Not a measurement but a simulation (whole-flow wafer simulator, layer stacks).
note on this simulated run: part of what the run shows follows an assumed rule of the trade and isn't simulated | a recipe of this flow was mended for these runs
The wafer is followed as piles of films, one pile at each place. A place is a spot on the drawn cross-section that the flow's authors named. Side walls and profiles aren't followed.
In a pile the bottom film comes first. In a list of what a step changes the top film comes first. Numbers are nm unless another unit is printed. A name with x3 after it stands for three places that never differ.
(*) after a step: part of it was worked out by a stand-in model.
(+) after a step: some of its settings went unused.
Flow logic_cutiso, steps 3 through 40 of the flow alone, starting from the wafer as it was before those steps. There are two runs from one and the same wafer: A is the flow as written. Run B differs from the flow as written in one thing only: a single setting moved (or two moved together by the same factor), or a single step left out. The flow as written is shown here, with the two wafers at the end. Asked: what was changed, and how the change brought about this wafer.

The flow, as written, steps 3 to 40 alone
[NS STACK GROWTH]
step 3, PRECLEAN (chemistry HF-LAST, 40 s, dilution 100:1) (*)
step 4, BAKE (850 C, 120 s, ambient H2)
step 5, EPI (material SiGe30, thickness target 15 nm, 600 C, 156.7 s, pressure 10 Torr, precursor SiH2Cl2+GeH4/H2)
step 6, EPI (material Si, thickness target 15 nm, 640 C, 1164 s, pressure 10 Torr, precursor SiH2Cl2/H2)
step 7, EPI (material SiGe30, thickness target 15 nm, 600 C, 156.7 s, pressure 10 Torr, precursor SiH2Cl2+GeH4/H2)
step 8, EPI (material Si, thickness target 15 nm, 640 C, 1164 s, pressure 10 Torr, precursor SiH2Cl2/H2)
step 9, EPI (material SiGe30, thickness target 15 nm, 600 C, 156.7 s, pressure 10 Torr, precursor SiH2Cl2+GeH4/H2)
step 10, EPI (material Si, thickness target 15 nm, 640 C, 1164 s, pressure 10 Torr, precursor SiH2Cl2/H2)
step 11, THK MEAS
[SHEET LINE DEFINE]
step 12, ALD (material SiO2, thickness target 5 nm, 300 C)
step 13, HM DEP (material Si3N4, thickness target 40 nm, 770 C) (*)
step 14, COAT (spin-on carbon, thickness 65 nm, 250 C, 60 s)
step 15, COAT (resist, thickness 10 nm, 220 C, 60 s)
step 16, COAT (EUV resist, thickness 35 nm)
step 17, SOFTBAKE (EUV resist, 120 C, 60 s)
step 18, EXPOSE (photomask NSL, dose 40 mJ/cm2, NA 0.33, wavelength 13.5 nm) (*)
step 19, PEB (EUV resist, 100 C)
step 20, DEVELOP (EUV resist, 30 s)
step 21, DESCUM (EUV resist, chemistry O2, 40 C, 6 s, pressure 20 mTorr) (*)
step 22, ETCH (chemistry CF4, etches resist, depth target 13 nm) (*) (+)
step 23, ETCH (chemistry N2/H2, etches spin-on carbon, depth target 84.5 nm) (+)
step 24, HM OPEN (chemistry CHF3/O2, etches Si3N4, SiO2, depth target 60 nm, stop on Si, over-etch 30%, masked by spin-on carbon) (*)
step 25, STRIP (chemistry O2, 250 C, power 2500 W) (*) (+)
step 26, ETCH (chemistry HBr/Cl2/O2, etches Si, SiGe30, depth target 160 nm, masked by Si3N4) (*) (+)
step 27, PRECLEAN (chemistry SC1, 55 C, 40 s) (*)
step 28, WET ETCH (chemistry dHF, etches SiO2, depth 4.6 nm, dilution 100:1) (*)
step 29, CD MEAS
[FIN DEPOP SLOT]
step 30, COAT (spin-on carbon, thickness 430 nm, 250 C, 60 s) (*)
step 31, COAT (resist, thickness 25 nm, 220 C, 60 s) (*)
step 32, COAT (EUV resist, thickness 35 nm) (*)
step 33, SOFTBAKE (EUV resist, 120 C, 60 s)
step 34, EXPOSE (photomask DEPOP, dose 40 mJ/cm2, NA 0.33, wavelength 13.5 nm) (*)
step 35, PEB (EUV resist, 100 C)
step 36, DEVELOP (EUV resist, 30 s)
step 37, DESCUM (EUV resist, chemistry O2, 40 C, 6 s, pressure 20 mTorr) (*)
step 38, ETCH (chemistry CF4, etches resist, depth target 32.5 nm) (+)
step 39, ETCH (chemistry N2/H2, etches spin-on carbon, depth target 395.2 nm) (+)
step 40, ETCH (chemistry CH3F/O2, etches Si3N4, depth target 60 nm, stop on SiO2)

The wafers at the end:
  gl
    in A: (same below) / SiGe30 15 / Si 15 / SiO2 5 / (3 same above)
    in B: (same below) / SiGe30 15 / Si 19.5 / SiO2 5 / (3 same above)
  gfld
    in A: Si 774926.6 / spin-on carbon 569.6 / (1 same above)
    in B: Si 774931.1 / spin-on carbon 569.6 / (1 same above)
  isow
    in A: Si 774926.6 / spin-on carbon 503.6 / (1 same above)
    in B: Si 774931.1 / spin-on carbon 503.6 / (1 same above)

Cause: step 10, EPI: thickness target 19.5 nm was run, though the flow has thickness target 15 nm; step 10, EPI: 1514 s was run, where the flow has 1164 s.
The wafer lets one read it off: gl has Si 19.5, and step 10 as written asks for 15 nm.

Step by step, how the change led to this:
  step 10, EPI (material Si, thickness target 15 nm, 640 C, 1164 s, pressure 10 Torr, precursor SiH2Cl2/H2)
      depop, dpovl, gfld and 19 more: A Si gains 15 (new film) | B Si gains 19.5 (new film)
  step 26, ETCH (chemistry HBr/Cl2/O2, etches Si, SiGe30, depth target 160 nm, masked by Si3N4) (*) (+)
      dpovl, gfld, gxf, iso, isow, lnri, nsgap: A chemical SiO2 loses 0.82 (all of it), Si loses 12 (all of it), SiGe30 loses 15 (all of it), Si loses 15 (all of it), SiGe30 loses 15 (all of it), Si loses 15 (all of it), SiGe30 loses 15 (all of it), Si loses 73 | B chemical SiO2 loses 0.82 (all of it), Si loses 16.5 (all of it), SiGe30 loses 15 (all of it), Si loses 15 (all of it), SiGe30 loses 15 (all of it), Si loses 15 (all of it), SiGe30 loses 15 (all of it), Si loses 68.5
